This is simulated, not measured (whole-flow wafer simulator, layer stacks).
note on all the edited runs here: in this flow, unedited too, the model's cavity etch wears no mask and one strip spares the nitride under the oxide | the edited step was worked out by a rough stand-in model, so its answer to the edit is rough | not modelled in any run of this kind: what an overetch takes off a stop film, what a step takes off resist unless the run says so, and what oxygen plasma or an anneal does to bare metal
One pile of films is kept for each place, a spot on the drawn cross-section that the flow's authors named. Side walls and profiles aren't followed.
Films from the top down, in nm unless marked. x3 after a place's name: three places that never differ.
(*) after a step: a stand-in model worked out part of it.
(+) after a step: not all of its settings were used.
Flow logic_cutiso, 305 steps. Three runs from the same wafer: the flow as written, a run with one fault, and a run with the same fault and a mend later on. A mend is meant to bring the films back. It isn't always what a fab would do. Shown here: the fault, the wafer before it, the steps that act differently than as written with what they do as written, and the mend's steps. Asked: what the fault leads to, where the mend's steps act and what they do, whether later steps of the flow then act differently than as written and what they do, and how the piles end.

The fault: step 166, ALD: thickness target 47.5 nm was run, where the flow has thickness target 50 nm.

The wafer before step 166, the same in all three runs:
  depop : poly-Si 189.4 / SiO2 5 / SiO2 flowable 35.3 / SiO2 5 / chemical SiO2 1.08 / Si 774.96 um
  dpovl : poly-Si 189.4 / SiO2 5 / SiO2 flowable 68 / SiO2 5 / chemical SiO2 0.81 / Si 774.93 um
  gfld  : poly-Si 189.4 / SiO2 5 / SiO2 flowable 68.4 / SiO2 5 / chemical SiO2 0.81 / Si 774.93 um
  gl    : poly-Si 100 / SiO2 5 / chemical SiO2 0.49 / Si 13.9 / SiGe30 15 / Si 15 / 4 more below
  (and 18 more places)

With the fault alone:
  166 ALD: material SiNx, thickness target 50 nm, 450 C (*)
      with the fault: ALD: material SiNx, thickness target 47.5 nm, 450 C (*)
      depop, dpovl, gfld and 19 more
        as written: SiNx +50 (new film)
        with the fault: SiNx +47.5 (new film)
  Later steps of the flow that act differently than as written (12 more steps differ only slightly, by at most 2% or 0.5 nm, whichever is larger, and aren't shown):
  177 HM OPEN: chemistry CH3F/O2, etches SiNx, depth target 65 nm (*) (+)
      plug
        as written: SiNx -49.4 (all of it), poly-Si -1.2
        with the fault: SiNx -46.9 (all of it), poly-Si -1.39
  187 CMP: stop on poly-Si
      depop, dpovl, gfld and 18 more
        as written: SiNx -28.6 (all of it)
        with the fault: SiNx -26.1 (all of it)
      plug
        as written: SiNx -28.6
        with the fault: SiNx -26.1
  At the end the piles differ from the flow's only slightly at the places that both follow, by at most 2% or 0.5 nm, whichever is larger.

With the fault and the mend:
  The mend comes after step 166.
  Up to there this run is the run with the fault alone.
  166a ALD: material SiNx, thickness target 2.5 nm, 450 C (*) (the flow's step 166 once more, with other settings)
      depop, dpovl, gfld and 19 more
        SiNx +2.5
  No later step of the flow acts differently than as written at any place that is followed.
  At the end the piles are the same as the flow's at every place that both follow.
